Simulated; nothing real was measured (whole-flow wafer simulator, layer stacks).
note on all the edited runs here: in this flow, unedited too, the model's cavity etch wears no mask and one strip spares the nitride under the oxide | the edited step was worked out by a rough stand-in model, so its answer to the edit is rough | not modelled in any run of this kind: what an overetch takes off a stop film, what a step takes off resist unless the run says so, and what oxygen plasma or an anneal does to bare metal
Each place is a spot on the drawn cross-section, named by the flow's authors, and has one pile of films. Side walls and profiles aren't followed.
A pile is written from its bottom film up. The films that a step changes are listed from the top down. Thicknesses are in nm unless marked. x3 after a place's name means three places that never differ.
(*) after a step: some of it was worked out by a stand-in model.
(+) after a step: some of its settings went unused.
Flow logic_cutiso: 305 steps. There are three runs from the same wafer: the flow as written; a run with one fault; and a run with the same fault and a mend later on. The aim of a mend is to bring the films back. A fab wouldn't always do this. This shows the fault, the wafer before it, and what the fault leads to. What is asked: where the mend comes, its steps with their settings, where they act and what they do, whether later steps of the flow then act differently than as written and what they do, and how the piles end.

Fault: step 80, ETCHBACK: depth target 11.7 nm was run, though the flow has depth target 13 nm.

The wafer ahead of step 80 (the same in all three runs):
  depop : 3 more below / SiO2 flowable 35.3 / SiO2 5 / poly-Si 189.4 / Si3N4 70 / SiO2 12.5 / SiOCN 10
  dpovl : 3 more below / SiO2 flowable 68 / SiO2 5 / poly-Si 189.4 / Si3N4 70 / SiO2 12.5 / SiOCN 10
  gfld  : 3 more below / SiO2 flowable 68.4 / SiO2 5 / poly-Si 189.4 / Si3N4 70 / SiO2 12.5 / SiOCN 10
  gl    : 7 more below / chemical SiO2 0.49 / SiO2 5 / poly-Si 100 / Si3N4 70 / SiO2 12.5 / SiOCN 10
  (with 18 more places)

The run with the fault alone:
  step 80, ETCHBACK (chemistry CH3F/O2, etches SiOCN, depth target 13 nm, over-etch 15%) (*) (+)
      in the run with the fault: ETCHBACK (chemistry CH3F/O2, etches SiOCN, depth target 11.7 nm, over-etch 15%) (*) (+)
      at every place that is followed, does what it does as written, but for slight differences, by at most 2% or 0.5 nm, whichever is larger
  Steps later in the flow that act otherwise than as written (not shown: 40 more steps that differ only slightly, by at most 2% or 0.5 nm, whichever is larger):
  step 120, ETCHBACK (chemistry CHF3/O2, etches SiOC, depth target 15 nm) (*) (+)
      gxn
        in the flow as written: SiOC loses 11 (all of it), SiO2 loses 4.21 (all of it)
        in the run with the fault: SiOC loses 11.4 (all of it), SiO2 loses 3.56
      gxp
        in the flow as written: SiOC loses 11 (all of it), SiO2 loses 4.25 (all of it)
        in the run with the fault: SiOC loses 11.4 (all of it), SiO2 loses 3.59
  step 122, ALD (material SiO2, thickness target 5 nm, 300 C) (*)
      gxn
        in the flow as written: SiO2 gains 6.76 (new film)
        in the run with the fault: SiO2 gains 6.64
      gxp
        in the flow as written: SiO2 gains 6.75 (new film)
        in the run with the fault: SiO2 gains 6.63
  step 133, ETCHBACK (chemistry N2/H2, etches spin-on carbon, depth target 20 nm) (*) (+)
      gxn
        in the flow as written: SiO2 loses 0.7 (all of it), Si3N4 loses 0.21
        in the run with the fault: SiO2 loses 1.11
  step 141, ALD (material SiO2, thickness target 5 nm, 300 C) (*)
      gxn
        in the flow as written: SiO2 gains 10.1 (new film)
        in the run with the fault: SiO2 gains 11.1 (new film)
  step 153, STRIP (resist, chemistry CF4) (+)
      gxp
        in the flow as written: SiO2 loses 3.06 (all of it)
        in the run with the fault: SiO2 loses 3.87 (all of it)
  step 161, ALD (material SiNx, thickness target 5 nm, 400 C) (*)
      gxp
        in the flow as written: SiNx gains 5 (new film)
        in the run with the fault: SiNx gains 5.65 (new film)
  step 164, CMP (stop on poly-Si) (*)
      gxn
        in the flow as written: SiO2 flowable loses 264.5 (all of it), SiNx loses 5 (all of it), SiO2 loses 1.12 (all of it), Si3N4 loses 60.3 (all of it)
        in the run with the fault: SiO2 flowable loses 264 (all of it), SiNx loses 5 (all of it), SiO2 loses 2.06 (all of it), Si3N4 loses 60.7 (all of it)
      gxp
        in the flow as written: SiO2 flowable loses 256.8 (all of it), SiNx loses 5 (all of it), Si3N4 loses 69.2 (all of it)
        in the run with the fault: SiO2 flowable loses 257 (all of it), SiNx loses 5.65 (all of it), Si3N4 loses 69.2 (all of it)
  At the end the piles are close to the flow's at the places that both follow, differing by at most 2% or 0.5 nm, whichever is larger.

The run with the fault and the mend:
  After step 80 comes the mend.
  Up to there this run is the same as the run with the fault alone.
  step 80a, ETCHBACK (chemistry CH3F/O2, etches SiOCN, depth target 1.3 nm, over-etch 15%) (*) (the flow's step 80, run once more with other settings)
      depop, dpovl, gfld and 10 more
        SiO2 loses 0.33
      lnr, lnri, lnrp, lnrt
        SiOCN loses 1.3
      rsdn, rsdp, rsdw, rsdx
        Si loses 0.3
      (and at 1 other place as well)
  Every later step of the flow that is run acts as written at every place that is followed.
  The piles end the same as the flow's at every place that both follow.
